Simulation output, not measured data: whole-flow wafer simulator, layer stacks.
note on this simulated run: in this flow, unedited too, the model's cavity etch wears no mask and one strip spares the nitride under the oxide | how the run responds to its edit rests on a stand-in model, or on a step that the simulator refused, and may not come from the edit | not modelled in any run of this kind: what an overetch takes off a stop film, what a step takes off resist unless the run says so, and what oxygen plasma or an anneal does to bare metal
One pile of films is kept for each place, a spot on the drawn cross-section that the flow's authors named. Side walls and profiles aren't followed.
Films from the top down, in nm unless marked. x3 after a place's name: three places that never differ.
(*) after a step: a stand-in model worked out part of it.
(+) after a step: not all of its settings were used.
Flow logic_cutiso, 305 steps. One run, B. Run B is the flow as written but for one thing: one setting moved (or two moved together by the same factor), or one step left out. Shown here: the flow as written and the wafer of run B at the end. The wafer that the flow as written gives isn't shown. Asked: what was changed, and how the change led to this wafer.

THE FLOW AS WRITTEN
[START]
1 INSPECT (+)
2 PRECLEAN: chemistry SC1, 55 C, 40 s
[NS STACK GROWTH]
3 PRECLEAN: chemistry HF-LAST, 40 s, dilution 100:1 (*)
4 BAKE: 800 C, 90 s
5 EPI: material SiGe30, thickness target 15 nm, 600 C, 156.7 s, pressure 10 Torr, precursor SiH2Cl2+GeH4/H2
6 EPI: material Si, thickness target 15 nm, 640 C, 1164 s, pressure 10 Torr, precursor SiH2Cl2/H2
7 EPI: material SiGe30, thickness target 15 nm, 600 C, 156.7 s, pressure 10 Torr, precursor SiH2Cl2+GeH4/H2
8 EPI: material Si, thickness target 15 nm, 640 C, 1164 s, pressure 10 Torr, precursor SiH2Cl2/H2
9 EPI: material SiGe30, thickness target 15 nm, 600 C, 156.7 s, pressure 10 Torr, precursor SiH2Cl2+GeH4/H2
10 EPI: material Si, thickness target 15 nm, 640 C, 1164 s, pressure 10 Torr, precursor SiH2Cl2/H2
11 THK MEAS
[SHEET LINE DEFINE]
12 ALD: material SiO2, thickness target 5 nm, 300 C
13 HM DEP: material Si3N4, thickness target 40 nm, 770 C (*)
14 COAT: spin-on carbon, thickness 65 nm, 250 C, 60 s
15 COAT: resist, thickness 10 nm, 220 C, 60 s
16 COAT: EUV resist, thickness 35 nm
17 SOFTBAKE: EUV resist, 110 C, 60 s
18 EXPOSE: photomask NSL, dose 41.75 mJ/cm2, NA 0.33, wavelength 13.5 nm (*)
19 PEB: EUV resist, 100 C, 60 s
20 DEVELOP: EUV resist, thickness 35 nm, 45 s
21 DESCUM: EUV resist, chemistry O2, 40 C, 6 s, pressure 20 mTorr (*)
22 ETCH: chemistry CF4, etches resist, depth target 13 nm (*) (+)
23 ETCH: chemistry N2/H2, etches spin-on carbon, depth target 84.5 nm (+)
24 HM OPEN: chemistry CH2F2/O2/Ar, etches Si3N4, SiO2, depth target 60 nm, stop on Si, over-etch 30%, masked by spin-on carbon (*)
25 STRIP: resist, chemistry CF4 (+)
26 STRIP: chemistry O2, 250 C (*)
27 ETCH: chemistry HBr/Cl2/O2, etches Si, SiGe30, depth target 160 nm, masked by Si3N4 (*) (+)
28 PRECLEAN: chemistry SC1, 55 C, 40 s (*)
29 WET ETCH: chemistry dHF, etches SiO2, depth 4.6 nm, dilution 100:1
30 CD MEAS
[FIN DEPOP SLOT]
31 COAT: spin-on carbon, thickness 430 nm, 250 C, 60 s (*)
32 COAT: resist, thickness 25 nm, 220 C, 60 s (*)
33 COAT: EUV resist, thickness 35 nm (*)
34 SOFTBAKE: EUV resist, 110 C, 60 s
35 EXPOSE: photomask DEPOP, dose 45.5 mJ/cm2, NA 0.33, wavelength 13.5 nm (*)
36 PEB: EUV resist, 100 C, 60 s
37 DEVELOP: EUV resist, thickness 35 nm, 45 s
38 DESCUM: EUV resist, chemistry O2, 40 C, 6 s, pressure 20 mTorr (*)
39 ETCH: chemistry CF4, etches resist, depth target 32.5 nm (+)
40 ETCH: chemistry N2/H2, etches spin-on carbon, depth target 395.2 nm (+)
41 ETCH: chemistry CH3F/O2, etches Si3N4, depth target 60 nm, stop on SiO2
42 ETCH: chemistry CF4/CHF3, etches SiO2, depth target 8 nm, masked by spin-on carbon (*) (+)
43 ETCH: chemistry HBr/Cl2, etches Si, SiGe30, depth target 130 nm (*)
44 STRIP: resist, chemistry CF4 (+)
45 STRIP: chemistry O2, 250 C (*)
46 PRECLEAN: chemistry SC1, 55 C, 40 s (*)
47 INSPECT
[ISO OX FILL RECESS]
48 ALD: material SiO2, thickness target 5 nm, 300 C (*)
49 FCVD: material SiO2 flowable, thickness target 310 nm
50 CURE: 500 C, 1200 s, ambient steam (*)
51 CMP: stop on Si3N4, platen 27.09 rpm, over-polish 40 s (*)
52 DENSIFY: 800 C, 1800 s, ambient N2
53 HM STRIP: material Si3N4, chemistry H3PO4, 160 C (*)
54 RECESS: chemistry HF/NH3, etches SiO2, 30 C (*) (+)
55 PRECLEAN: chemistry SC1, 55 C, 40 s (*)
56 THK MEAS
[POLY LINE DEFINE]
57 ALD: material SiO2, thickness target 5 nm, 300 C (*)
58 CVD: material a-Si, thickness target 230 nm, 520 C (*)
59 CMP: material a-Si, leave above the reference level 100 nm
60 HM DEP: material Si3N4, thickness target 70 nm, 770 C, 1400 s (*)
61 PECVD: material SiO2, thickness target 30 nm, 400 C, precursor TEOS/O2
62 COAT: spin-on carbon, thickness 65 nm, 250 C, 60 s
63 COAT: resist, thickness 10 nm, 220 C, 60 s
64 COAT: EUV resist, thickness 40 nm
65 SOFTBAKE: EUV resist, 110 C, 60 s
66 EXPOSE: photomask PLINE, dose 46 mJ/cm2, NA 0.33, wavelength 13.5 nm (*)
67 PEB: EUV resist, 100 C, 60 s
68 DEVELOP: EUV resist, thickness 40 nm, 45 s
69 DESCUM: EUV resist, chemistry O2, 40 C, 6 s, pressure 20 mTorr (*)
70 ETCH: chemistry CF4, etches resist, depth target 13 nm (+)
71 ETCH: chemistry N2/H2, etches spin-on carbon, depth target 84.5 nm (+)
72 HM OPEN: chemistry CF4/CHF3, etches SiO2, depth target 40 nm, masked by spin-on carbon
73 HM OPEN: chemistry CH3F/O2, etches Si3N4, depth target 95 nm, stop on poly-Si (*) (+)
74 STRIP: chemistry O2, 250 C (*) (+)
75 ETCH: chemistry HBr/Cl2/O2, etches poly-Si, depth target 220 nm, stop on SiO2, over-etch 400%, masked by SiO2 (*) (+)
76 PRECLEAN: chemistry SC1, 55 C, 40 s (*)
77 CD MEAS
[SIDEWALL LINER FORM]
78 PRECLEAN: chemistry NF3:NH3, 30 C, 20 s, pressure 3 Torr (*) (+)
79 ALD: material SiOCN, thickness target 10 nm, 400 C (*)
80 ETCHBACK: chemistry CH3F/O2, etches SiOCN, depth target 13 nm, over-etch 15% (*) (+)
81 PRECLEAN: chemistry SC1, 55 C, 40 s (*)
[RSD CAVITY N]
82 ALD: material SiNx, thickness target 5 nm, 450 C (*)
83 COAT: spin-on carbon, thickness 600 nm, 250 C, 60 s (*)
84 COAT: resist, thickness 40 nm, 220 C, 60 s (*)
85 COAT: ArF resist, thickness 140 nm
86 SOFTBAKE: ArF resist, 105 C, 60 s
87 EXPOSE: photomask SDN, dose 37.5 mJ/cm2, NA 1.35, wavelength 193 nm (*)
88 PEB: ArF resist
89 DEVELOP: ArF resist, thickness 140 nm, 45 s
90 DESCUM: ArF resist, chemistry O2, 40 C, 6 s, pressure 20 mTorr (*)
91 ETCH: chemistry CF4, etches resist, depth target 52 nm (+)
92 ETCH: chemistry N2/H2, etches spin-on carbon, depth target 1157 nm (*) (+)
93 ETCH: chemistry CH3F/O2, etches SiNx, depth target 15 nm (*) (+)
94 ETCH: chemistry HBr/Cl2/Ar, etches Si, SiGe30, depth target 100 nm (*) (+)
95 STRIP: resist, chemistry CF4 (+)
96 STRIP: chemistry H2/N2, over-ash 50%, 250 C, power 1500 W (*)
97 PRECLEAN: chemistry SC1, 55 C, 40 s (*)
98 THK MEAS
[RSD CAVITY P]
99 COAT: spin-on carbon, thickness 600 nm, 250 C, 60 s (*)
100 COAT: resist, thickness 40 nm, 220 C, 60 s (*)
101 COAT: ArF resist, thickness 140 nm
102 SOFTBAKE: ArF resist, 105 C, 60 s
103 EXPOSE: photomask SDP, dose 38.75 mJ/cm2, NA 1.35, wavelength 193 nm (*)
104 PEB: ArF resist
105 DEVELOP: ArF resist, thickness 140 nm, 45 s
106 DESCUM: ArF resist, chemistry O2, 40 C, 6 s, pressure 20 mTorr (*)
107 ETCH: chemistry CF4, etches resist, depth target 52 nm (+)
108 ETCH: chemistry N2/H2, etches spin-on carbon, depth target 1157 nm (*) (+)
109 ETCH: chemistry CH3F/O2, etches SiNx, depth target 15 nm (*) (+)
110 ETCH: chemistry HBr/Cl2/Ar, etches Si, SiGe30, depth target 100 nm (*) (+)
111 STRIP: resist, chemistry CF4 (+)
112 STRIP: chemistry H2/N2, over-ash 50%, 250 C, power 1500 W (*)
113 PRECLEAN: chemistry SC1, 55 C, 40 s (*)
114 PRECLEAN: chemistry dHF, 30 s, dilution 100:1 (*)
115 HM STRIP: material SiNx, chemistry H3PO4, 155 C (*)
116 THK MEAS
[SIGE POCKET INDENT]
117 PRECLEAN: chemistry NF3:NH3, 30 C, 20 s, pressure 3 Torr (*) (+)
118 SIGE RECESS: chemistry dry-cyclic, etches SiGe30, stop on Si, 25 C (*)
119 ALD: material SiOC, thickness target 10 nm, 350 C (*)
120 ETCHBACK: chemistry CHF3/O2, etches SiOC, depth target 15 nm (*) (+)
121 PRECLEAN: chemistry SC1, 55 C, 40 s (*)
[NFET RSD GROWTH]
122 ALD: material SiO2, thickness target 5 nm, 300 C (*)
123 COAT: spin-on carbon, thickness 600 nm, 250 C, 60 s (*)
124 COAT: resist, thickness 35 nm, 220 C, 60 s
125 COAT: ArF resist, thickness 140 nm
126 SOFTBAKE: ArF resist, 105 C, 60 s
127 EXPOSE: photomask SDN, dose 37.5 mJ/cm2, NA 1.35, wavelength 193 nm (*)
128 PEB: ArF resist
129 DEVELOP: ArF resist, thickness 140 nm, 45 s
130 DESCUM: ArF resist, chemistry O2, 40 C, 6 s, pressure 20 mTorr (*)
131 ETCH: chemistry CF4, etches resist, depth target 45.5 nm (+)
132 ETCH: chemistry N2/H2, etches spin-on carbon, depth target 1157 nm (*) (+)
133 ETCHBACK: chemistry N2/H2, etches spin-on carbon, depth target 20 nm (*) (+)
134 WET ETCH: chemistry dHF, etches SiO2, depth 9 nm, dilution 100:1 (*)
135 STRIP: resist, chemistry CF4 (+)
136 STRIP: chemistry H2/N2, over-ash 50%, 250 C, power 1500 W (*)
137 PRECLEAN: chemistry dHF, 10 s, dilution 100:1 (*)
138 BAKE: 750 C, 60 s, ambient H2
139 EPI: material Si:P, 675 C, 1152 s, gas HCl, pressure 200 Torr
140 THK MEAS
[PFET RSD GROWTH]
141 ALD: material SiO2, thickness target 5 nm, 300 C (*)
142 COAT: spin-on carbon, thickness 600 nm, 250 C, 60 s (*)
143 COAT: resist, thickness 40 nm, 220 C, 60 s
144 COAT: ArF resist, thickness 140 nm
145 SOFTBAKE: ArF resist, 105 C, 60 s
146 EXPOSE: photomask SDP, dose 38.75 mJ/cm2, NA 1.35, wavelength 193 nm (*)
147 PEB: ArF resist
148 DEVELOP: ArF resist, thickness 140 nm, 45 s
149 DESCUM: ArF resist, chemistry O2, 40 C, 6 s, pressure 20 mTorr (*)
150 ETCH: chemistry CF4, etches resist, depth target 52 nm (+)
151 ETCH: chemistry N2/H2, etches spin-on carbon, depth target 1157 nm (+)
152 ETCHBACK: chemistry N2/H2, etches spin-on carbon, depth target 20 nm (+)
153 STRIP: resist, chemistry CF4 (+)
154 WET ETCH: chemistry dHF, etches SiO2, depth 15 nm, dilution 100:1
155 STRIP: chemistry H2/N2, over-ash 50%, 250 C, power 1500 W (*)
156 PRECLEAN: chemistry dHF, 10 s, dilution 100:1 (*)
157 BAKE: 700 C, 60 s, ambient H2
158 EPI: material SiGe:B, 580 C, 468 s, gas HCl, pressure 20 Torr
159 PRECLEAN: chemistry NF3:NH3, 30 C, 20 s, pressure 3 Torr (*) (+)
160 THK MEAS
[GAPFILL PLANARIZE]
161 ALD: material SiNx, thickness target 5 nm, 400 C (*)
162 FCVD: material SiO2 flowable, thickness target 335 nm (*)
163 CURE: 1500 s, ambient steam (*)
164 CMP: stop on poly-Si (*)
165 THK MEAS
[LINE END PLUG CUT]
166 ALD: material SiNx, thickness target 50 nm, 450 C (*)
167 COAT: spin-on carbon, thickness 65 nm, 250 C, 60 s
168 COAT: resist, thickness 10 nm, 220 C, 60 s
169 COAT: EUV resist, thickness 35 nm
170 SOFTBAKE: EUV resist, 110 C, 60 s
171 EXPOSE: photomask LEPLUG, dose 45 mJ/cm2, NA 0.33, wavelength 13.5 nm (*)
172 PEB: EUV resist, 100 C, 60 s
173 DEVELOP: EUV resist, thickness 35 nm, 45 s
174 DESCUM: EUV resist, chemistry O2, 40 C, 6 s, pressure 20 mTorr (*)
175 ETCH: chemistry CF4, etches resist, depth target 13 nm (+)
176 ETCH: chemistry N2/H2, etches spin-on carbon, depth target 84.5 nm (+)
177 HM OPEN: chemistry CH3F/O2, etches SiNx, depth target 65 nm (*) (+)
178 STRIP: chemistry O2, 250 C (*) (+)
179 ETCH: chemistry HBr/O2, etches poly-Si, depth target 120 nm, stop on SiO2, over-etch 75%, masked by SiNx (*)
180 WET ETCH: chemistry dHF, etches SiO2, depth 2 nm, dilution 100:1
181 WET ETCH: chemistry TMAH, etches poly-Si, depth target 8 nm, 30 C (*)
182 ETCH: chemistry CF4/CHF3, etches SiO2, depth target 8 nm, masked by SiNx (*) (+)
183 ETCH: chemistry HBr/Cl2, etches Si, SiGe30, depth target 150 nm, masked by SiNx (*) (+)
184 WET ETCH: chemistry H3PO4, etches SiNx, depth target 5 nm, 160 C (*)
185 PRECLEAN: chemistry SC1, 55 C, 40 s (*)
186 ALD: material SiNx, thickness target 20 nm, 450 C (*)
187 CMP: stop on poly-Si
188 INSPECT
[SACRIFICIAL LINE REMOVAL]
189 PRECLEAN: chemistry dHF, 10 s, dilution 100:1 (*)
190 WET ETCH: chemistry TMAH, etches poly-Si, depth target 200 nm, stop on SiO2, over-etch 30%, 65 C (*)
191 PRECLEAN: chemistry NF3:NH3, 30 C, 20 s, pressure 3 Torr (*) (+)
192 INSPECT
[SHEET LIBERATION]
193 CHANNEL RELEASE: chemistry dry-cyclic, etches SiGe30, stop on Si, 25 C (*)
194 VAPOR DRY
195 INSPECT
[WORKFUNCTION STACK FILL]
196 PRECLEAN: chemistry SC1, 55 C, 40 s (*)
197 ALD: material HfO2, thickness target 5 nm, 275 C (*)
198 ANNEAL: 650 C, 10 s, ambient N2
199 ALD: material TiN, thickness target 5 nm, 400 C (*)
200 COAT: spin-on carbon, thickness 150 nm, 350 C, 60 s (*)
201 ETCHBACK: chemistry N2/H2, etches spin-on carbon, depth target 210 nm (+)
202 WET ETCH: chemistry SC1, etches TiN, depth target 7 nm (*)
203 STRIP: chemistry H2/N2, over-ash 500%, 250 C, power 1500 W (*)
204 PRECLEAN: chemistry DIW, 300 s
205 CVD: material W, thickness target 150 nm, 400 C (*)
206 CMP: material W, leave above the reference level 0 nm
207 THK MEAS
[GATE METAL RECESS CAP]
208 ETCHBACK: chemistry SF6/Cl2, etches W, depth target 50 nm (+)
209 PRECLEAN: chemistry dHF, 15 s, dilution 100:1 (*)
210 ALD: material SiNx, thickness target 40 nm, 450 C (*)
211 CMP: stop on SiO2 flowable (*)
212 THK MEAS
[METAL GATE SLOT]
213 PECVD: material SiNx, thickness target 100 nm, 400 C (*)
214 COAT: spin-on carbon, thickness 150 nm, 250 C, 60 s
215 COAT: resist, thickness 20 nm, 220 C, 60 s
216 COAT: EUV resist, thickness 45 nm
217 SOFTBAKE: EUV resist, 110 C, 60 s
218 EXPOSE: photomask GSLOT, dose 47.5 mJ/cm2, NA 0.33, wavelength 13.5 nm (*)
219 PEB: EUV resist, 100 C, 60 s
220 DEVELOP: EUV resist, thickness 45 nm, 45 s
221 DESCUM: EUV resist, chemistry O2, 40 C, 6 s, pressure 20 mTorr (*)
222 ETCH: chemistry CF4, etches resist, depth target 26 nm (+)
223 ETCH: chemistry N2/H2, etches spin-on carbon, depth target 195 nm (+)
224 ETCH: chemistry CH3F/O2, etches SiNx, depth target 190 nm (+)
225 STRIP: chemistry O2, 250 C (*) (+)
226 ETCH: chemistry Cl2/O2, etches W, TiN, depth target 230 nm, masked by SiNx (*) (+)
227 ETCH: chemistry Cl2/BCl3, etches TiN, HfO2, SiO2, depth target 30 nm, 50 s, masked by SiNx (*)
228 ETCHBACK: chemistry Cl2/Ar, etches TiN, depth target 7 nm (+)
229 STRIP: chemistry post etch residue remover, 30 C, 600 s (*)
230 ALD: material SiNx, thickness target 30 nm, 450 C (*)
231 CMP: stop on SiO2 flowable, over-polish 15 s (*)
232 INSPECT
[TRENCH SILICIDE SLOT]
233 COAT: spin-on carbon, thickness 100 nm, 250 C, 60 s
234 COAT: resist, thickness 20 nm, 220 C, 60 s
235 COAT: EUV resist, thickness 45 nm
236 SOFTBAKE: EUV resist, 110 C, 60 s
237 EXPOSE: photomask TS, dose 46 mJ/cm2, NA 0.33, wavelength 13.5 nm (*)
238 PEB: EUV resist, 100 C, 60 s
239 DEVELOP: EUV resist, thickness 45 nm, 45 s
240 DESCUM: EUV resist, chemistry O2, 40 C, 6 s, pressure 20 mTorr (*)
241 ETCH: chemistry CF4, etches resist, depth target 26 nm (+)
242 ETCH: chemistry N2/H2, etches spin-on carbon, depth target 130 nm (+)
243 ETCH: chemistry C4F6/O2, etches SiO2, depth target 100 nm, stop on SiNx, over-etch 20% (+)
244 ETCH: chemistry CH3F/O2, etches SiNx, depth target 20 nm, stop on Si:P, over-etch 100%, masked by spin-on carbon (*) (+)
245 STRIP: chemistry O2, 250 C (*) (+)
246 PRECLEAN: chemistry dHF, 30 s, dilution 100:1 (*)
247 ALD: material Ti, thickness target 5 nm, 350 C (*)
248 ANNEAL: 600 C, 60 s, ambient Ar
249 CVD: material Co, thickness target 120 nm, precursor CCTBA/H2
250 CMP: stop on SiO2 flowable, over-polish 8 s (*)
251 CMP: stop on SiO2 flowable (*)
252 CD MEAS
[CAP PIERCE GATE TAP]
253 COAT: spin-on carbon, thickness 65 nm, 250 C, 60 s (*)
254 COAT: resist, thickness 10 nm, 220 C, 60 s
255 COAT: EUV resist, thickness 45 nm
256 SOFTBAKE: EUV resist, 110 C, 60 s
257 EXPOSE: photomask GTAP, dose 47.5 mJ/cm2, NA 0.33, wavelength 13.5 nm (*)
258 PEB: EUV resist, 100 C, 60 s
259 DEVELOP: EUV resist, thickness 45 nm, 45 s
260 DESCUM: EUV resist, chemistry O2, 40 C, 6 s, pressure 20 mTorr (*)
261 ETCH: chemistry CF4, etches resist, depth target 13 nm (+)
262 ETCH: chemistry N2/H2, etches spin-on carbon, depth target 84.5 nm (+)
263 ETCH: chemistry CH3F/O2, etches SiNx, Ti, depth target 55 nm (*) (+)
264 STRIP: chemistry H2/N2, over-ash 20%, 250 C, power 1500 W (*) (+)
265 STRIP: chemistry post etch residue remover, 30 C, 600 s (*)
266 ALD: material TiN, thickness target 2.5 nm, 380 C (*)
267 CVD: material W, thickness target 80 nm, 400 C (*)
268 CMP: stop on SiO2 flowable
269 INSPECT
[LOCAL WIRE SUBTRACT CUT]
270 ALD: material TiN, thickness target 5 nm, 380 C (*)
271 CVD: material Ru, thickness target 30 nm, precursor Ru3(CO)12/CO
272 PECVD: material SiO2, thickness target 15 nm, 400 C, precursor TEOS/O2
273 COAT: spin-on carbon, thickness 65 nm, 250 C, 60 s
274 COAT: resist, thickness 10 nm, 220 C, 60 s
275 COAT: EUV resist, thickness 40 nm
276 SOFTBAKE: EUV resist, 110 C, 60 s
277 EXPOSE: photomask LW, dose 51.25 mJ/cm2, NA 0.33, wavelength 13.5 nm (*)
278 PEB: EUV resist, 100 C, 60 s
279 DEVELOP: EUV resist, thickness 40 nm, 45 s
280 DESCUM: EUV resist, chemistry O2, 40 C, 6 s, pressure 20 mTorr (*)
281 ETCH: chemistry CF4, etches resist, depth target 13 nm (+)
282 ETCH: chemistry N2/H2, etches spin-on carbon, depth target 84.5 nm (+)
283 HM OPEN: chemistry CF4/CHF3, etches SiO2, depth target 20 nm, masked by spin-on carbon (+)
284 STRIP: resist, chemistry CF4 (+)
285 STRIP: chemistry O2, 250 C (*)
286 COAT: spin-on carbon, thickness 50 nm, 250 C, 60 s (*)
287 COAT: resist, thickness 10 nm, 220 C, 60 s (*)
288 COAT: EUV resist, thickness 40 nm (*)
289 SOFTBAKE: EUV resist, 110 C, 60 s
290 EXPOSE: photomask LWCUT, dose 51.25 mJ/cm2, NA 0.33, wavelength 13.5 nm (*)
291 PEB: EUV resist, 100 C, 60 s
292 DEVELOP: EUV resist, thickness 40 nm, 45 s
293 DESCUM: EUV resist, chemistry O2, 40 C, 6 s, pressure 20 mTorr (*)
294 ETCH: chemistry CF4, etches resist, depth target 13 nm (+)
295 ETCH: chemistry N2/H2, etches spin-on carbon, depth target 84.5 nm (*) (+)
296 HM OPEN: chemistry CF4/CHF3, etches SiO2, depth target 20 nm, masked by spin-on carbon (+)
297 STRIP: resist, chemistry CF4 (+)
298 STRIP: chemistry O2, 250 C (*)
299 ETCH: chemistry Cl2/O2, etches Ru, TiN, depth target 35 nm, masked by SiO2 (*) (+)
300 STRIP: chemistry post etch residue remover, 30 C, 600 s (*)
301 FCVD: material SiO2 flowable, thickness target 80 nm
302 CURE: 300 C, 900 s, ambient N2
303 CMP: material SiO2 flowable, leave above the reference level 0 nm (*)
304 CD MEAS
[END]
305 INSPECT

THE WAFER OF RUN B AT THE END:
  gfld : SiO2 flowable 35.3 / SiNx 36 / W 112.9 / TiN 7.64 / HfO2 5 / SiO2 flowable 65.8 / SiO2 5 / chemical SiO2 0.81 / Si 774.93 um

The cause: step 224, ETCH: depth target 114 nm was run, where the flow has depth target 190 nm.

How the change led to this, step by step:
  224 ETCH: chemistry CH3F/O2, etches SiNx, depth target 190 nm (+)
      gfld: SiNx -114 (as written it would be: SiNx -138.1 (all of it), W -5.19)
      depop, dpovl, gl and 18 more: resist -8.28 (all of it), spin-on carbon -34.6 (as written it would be: resist -8.28 (all of it), spin-on carbon -70.8)
  225 STRIP: chemistry O2, 250 C (*) (+)
      gl, glp, gxf and 11 more: spin-on carbon -115.4 (all of it) (as written it would be: spin-on carbon -79.3 (all of it))
      depop, dpovl, isow, ns, nsgap, rsdn, rsdx: spin-on carbon -115.4 (all of it) (as written it would be: spin-on carbon -79.2 (all of it))
  226 ETCH: chemistry Cl2/O2, etches W, TiN, depth target 230 nm, masked by SiNx (*) (+)
      depop, dpovl, gl and 18 more: nothing (as written it would be: SiNx -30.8)
      gfld: nothing (as written it would be: W -115.4 (all of it), TiN -7.64 (all of it), HfO2 -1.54)
  227 ETCH: chemistry Cl2/BCl3, etches TiN, HfO2, SiO2, depth target 30 nm, 50 s, masked by SiNx (*)
      gfld: SiNx -24.1 (all of it), W -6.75 (as written it would be: HfO2 -3.46 (all of it), SiO2 flowable -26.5)
  228 ETCHBACK: chemistry Cl2/Ar, etches TiN, depth target 7 nm (+)
      gfld: W -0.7 (as written it would be: SiO2 flowable -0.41)
  230 ALD: material SiNx, thickness target 30 nm, 450 C (*)
      gfld: SiNx +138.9 (new film) (as written it would be: SiNx +260.6 (new film))
  231 CMP: stop on SiO2 flowable, over-polish 15 s (*)
      depop, dpovl, gfld and 10 more: SiNx -93.5 (as written it would be: SiNx -62.7)
      lnr, lnri, lnrp, lnrt: SiNx -91.7 (all of it), SiOCN -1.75 (as written it would be: SiNx -61 (all of it), SiOCN -1.75)
      (and at 5 more places)
Counting metal films that touch as one body, gfld has 1 body; the flow as written gives 0 bodies.
